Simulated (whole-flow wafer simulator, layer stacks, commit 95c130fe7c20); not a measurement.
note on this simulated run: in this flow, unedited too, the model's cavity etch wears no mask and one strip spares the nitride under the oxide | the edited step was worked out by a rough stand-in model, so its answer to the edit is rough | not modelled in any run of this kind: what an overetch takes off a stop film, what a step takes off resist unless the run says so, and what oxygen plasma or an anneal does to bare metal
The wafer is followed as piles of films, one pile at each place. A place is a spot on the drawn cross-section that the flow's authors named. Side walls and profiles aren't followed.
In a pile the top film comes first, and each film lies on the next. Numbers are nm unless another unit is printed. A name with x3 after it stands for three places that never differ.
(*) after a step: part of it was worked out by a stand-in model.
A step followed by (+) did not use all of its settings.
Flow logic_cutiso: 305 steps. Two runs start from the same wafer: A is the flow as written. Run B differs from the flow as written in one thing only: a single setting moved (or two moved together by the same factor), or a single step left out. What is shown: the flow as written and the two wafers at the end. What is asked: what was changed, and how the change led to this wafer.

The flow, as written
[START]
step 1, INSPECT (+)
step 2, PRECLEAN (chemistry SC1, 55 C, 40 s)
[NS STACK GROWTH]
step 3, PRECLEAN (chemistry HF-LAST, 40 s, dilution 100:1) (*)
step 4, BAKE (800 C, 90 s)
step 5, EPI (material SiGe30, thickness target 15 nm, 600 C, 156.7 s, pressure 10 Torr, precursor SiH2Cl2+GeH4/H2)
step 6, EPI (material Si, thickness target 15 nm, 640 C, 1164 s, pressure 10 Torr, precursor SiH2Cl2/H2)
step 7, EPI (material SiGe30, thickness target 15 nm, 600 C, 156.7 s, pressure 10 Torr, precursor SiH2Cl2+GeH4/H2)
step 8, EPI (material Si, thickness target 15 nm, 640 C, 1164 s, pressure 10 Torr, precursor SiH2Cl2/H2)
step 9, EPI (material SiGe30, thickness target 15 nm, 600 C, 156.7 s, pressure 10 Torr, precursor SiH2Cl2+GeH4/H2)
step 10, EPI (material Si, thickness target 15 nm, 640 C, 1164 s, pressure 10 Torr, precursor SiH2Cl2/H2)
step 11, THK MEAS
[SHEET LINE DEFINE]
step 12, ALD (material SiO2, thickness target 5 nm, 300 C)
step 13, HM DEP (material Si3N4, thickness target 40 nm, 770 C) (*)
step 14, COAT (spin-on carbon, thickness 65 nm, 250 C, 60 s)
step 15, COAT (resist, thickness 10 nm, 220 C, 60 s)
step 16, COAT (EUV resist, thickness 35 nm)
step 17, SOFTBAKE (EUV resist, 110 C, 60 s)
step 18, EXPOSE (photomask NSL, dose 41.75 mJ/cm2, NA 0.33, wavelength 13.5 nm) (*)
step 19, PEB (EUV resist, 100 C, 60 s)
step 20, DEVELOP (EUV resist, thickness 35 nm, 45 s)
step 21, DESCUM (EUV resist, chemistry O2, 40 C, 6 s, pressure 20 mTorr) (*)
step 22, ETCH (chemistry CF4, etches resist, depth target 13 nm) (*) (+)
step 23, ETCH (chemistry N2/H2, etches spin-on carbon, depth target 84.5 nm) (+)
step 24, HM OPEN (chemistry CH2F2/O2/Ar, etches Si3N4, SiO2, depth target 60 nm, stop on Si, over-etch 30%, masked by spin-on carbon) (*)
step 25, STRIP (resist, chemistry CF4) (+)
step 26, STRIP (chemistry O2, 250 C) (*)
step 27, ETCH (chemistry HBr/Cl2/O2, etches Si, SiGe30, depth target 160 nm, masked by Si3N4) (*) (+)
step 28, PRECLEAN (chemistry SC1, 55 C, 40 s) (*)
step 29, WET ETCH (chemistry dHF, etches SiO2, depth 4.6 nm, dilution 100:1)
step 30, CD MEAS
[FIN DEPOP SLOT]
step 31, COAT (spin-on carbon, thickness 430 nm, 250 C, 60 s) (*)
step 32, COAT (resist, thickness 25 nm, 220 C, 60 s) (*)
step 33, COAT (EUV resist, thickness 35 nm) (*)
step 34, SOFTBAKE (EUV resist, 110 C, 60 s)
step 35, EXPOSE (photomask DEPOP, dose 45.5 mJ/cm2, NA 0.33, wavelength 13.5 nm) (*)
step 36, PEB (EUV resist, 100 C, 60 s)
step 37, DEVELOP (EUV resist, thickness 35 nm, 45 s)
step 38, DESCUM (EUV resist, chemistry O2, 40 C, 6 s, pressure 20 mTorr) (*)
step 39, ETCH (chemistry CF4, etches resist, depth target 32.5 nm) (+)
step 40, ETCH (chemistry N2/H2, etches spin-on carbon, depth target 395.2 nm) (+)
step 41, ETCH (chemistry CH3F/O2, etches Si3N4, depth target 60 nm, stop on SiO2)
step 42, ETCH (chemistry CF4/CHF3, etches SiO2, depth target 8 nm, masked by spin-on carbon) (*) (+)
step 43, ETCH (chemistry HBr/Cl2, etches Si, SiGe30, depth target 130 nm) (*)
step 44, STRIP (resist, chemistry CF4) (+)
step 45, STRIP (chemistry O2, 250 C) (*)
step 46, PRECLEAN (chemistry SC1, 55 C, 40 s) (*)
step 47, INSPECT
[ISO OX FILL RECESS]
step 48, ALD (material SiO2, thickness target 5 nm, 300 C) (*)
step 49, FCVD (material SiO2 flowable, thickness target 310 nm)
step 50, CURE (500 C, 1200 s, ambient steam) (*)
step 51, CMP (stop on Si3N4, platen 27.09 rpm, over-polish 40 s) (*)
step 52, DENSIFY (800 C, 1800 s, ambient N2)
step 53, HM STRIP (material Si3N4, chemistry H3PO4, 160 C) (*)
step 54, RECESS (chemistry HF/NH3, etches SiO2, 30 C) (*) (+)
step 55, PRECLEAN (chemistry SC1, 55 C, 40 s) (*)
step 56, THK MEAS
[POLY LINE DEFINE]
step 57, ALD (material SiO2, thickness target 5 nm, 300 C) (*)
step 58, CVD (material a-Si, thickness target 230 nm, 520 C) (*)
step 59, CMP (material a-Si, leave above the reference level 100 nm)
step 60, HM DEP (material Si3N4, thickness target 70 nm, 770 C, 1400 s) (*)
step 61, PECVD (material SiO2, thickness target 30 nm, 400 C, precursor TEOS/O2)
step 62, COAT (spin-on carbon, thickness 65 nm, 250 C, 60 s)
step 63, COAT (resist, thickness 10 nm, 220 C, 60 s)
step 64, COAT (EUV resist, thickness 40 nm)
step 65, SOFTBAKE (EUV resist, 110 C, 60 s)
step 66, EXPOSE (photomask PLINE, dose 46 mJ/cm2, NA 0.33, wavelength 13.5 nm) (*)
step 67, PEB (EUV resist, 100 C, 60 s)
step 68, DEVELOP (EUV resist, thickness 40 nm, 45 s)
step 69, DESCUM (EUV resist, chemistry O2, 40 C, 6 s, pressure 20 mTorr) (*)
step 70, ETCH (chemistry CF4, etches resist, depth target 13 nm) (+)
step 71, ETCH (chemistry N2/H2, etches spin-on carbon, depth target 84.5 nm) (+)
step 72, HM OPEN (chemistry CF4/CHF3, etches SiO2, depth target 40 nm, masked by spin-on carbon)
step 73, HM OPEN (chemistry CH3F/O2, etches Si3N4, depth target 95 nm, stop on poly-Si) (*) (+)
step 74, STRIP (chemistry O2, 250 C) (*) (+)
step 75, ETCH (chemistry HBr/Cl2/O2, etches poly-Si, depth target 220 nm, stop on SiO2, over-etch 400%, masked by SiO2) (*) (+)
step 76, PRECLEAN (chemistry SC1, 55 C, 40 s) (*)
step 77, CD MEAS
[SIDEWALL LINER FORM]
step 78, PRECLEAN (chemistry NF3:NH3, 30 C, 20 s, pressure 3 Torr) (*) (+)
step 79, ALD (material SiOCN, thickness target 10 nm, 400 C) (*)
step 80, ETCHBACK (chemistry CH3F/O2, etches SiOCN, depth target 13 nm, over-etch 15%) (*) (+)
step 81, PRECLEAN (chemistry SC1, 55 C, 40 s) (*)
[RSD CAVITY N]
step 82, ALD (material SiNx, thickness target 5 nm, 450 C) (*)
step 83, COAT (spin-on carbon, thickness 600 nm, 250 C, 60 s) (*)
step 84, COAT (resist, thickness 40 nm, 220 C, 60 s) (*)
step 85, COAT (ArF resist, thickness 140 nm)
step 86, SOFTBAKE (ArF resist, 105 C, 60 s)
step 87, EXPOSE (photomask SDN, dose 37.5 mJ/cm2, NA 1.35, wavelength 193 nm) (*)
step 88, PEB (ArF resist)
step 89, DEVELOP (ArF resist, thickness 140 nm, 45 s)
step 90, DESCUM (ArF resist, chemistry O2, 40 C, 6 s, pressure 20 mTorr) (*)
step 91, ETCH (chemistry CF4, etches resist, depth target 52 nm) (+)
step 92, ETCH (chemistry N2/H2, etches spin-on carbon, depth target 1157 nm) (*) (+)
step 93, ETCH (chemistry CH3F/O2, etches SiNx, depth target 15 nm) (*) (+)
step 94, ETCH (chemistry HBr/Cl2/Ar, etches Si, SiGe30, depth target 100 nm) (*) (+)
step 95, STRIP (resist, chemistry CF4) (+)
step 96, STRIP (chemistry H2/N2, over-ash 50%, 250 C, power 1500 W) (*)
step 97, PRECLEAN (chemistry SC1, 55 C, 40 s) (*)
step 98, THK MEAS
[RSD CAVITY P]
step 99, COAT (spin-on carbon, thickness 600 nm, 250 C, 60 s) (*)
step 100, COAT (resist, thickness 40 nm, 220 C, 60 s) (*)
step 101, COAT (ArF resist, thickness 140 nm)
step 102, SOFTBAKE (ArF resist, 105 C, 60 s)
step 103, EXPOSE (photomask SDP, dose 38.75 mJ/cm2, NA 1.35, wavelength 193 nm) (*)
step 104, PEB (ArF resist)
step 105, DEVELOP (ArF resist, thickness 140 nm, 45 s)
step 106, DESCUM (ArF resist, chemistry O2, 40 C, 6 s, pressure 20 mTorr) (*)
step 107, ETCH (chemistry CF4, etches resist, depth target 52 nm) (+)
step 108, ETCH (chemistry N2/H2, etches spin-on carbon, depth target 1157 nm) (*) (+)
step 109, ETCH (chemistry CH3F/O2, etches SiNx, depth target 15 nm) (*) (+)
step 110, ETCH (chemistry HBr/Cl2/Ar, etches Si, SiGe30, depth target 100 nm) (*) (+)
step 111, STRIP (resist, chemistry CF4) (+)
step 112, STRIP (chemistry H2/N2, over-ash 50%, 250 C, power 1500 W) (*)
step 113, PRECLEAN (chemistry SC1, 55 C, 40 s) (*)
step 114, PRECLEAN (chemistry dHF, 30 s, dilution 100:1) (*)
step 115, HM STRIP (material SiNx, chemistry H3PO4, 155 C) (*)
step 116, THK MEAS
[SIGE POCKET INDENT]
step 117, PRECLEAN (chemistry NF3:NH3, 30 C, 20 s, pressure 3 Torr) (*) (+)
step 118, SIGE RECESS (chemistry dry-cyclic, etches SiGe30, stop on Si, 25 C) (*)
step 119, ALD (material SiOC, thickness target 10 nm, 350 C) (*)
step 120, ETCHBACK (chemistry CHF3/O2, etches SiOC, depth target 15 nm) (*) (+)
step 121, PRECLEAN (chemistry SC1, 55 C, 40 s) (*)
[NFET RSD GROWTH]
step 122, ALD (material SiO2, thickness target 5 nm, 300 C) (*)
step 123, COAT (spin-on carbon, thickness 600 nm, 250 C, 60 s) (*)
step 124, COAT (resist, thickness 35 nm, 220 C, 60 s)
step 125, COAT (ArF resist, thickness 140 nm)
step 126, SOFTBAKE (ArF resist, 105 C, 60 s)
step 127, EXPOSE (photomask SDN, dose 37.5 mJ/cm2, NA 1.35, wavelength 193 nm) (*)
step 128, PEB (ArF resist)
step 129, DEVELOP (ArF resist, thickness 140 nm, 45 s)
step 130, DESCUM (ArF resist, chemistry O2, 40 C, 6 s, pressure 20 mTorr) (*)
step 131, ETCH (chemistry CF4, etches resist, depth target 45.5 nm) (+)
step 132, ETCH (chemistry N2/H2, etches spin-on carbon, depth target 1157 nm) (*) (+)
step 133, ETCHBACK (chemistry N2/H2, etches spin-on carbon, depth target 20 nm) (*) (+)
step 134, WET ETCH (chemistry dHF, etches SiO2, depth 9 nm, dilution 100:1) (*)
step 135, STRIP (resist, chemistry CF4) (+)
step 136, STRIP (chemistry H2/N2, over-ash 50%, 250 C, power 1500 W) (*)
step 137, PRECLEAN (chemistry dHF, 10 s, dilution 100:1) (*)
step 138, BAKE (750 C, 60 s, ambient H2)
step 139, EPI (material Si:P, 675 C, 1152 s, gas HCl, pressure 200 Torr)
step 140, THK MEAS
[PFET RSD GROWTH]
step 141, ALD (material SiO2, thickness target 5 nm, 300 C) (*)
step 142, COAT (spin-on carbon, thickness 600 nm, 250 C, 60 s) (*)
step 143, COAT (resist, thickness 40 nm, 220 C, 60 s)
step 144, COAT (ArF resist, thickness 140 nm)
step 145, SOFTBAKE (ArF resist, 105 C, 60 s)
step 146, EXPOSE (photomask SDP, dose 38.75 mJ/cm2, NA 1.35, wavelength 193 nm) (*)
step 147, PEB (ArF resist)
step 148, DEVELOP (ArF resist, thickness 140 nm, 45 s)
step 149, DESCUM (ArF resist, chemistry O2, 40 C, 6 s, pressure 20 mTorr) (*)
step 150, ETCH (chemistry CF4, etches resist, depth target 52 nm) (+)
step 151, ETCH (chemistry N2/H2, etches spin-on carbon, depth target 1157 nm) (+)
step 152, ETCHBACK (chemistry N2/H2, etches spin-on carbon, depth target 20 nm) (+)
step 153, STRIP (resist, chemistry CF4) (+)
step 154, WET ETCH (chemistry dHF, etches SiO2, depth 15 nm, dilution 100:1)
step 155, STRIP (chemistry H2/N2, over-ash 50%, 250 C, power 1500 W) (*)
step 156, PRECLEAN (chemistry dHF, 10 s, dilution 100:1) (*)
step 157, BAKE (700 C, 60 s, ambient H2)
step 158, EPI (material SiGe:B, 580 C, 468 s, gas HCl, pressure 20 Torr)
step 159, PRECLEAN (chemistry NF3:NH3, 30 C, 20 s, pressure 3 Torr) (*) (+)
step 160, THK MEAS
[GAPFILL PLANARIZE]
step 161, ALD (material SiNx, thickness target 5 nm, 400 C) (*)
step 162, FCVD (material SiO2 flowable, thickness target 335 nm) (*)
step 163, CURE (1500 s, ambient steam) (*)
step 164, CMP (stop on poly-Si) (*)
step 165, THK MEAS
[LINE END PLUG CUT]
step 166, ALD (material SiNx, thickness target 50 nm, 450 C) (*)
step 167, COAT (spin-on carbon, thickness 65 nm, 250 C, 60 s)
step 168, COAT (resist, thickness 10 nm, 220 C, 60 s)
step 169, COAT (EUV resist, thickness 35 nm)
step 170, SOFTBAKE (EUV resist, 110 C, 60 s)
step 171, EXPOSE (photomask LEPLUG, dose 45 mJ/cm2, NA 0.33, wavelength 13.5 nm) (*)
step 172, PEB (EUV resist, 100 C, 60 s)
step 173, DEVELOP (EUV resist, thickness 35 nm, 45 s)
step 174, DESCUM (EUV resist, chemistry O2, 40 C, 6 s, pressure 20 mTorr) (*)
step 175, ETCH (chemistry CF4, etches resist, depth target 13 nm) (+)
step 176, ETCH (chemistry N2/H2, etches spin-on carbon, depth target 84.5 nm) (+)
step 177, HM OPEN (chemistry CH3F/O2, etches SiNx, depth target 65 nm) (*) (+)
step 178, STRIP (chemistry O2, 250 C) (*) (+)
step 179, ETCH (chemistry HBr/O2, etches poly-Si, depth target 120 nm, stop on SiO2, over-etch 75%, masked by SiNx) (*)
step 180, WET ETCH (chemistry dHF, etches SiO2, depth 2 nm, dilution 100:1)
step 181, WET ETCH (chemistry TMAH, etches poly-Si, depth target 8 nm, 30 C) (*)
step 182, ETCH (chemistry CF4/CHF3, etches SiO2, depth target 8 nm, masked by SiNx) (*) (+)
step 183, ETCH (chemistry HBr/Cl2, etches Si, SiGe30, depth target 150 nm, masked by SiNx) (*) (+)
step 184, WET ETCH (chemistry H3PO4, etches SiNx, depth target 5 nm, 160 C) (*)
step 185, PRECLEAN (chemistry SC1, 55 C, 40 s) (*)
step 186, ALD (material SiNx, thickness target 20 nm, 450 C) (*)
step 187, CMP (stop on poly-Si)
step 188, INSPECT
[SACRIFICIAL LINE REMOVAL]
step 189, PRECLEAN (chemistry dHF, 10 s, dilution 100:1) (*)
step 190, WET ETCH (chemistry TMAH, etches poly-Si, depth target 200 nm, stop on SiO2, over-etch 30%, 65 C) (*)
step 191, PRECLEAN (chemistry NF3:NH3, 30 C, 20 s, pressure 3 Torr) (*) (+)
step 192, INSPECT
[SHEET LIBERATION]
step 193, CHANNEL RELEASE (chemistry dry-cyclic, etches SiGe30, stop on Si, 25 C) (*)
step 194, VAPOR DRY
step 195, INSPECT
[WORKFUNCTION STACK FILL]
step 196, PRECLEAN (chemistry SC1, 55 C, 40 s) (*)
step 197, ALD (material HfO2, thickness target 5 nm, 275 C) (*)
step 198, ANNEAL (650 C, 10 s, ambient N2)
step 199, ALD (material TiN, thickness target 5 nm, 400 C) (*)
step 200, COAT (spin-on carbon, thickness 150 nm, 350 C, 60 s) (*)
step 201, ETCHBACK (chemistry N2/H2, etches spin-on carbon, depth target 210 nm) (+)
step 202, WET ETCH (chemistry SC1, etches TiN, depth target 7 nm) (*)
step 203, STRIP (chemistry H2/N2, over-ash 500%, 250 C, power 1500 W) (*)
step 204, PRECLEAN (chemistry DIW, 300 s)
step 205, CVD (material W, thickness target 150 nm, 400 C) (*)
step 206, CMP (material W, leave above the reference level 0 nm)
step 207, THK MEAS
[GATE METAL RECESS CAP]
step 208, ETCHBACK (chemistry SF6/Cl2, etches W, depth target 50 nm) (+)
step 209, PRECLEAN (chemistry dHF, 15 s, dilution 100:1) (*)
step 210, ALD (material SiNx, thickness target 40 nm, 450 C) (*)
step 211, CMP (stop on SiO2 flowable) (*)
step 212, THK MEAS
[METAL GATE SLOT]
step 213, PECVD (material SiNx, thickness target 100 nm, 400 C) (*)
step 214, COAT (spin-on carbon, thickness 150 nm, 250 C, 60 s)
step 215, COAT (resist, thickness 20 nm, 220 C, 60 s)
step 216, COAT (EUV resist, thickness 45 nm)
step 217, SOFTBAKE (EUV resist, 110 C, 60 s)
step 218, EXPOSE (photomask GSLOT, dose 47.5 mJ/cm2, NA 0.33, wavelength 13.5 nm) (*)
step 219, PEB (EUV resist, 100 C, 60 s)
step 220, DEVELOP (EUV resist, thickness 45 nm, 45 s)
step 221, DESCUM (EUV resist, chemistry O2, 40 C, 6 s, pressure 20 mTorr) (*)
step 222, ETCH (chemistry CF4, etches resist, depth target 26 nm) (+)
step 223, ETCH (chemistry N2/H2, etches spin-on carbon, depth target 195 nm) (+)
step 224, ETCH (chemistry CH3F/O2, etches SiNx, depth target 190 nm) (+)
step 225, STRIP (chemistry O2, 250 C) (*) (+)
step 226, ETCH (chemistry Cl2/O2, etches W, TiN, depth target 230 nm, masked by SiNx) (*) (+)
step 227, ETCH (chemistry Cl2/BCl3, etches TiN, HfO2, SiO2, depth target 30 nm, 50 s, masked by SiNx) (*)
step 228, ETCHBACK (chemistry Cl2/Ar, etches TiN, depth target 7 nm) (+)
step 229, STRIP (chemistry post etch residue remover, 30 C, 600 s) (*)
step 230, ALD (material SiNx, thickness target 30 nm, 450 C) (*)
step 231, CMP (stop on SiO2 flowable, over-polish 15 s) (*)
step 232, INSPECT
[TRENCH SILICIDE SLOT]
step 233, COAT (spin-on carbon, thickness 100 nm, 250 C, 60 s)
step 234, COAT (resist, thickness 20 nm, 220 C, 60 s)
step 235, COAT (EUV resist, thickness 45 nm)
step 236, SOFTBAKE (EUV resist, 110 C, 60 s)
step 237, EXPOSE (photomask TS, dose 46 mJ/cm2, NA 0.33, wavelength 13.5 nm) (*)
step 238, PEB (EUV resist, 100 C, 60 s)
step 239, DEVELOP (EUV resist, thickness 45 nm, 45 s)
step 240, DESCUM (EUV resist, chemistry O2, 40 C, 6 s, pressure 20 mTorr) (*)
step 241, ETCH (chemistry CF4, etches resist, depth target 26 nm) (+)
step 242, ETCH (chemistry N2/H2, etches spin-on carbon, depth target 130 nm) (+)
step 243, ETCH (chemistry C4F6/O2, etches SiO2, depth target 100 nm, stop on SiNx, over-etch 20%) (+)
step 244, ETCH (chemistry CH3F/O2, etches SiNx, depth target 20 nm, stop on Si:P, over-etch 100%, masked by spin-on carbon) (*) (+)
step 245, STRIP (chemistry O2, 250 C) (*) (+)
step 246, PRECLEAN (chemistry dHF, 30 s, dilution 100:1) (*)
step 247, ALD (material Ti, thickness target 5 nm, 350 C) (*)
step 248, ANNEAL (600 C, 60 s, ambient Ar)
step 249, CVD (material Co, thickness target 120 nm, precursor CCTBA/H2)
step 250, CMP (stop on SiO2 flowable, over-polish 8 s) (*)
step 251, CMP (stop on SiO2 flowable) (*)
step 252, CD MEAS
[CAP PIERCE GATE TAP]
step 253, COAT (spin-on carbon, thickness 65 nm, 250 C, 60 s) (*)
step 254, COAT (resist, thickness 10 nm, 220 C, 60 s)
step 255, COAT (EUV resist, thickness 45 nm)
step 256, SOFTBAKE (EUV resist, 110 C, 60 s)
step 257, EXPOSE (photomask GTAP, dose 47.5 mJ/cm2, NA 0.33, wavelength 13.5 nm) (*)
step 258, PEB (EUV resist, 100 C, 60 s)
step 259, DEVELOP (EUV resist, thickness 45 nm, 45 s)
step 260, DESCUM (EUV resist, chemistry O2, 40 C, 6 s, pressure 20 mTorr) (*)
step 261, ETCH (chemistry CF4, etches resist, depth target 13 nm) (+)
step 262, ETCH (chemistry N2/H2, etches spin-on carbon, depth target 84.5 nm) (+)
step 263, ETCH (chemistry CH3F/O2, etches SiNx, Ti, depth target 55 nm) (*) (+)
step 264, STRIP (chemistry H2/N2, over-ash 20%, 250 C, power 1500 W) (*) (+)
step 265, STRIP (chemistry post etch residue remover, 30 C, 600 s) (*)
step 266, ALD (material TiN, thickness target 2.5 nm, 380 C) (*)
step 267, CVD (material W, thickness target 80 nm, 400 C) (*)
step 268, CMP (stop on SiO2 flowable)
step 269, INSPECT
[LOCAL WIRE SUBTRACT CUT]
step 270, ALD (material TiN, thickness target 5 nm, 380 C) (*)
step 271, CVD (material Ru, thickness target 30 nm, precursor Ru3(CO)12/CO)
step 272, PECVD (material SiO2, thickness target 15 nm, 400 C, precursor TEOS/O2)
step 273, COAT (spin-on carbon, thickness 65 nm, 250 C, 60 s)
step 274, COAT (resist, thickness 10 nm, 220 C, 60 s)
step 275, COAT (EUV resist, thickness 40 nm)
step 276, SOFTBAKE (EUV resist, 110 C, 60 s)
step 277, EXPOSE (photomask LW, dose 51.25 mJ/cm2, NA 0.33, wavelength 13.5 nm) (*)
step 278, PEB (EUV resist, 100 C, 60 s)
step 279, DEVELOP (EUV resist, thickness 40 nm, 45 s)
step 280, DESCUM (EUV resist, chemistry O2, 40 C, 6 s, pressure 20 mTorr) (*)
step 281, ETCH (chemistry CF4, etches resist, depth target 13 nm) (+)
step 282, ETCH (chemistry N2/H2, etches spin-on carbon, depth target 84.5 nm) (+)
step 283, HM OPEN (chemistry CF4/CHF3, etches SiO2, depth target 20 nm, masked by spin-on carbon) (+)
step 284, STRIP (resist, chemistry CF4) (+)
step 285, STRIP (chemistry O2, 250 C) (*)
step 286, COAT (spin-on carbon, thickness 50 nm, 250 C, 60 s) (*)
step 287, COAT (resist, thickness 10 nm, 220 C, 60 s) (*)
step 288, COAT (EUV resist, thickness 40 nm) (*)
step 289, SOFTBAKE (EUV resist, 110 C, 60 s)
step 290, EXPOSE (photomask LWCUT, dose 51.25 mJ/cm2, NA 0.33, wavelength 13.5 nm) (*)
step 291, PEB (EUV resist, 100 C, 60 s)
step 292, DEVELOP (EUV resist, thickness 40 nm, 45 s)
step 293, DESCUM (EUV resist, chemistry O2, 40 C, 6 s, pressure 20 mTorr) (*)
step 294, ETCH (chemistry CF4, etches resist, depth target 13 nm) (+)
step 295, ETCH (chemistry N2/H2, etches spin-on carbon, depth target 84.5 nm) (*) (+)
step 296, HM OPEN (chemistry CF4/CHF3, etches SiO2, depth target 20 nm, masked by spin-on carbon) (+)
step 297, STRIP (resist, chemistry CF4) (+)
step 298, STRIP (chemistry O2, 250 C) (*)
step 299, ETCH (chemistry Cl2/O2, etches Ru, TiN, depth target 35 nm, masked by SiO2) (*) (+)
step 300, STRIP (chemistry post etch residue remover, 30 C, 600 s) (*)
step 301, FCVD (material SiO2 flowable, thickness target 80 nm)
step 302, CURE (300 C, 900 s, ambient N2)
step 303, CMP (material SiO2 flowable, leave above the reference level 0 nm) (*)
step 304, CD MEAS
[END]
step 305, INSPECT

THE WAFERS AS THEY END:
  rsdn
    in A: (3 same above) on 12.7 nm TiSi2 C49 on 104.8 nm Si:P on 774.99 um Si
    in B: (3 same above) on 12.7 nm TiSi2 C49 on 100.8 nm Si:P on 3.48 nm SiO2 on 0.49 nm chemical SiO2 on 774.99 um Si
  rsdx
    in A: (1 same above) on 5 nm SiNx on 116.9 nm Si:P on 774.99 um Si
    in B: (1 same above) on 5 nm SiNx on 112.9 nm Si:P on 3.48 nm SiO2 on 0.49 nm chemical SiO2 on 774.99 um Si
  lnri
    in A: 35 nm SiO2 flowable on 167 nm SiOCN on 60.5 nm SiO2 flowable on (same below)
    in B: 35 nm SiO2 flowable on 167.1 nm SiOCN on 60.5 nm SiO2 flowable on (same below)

Cause: step 132, ETCH: depth target 636.4 nm was run, though the flow has depth target 1157 nm.

Step by step, how the change led to this:
  step 132, ETCH (chemistry N2/H2, etches spin-on carbon, depth target 1157 nm) (*) (+)
      gl, tap: A -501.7 spin-on carbon (all of it), -5 SiO2 (all of it), -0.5 Si3N4 | B -501.7 spin-on carbon (all of it), -2.93 SiO2
      lnr, lnrt: A -496.5 spin-on carbon (all of it), -5 SiO2 (all of it), -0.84 SiOCN | B -496.5 spin-on carbon (all of it), -3.04 SiO2
      (and at 18 other places as well)
  step 133, ETCHBACK (chemistry N2/H2, etches spin-on carbon, depth target 20 nm) (*) (+)
      gl, tap: A -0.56 Si3N4 | B -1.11 SiO2
      lnr, lnrt: A -0.83 SiOCN | B -1.11 SiO2
      (and at 3 other places as well)
  step 134, WET ETCH (chemistry dHF, etches SiO2, depth 9 nm, dilution 100:1) (*)
      gl, tap: A -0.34 Si3N4 | B -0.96 SiO2 (all of it), -0.23 Si3N4
      lnr, lnrt: A -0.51 SiOCN | B -0.85 SiO2 (all of it), -0.56 SiOCN
      (and at 3 other places as well)
  step 135, STRIP (resist, chemistry CF4) (+)
      depop, dpovl, gfld and 12 more: A -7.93 resist (all of it) | B -13 resist (all of it)
      lnr, lnrt: A -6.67 SiOCN | B -11 SiOCN
      (and at 3 other places as well)
  step 136, STRIP (chemistry H2/N2, over-ash 50%, 250 C, power 1500 W) (*)
      rsdn, rsdx: A nothing | B -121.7 spin-on carbon (all of it)
  step 137, PRECLEAN (chemistry dHF, 10 s, dilution 100:1) (*)
      rsdn, rsdx: A nothing | B -1.52 SiO2
  step 139, EPI (material Si:P, 675 C, 1152 s, gas HCl, pressure 200 Torr)
      rsdn, rsdx: A +116.9 Si:P (new film) | B +112.9 Si:P (new film)
  step 141, ALD (material SiO2, thickness target 5 nm, 300 C) (*)
      gxn: A +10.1 SiO2 (new film) | B +12.8 SiO2 (new film)
  step 162, FCVD (material SiO2 flowable, thickness target 335 nm) (*)
      gl: A +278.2 SiO2 flowable (new film) | B +284.2 SiO2 flowable (new film)
      tap: A +278.1 SiO2 flowable (new film) | B +284.1 SiO2 flowable (new film)
  step 164, CMP (stop on poly-Si) (*)
      lnr, lnrt: A -260.9 SiO2 flowable (all of it), -5 SiNx (all of it), -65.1 SiOCN | B -262.9 SiO2 flowable (all of it), -5 SiNx (all of it), -62.4 SiOCN
      gl: A -270.7 SiO2 flowable (all of it), -5 SiNx (all of it), -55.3 Si3N4 (all of it) | B -276.7 SiO2 flowable (all of it), -5 SiNx (all of it), -48.5 Si3N4 (all of it)
      (and at 2 other places as well)
